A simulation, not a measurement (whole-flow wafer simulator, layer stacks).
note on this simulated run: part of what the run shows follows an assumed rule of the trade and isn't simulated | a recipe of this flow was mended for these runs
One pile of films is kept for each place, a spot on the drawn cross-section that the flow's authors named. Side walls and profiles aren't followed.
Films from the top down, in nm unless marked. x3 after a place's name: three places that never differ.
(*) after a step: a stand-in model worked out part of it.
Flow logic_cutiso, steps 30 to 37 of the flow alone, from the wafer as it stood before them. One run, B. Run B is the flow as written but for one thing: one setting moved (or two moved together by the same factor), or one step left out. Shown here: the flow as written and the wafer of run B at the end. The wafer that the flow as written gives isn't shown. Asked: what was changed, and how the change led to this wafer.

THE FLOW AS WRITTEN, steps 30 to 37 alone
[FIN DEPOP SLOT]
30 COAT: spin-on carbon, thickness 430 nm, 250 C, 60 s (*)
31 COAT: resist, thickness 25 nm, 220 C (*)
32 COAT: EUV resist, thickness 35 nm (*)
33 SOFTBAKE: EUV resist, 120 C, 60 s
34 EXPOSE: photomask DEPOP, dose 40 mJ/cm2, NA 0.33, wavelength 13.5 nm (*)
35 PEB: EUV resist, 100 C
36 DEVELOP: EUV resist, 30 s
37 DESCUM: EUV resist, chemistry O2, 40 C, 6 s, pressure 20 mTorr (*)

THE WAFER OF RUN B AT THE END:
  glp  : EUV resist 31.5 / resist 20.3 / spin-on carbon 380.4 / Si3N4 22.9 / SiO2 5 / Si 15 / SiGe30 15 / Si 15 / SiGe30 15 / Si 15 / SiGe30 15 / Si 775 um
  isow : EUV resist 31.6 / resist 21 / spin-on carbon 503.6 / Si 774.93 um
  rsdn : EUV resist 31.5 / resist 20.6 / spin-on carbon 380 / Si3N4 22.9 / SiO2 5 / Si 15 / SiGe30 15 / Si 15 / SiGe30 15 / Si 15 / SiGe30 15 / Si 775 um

The cause: step 31, COAT: thickness 21 nm was run, where the flow has thickness 25 nm.
It can be read off the wafer: isow has resist 21, and step 31 as written asks for 25 nm.

How the change led to this, step by step:
  31 COAT: resist, thickness 25 nm, 220 C (*)
      depop, dpovl, isow, ns, nsgap: resist +21 (new film) (as written it would be: resist +25 (new film))
      glp, tap: resist +20.3 (new film) (as written it would be: resist +24.3 (new film))
      (and at 15 more places)
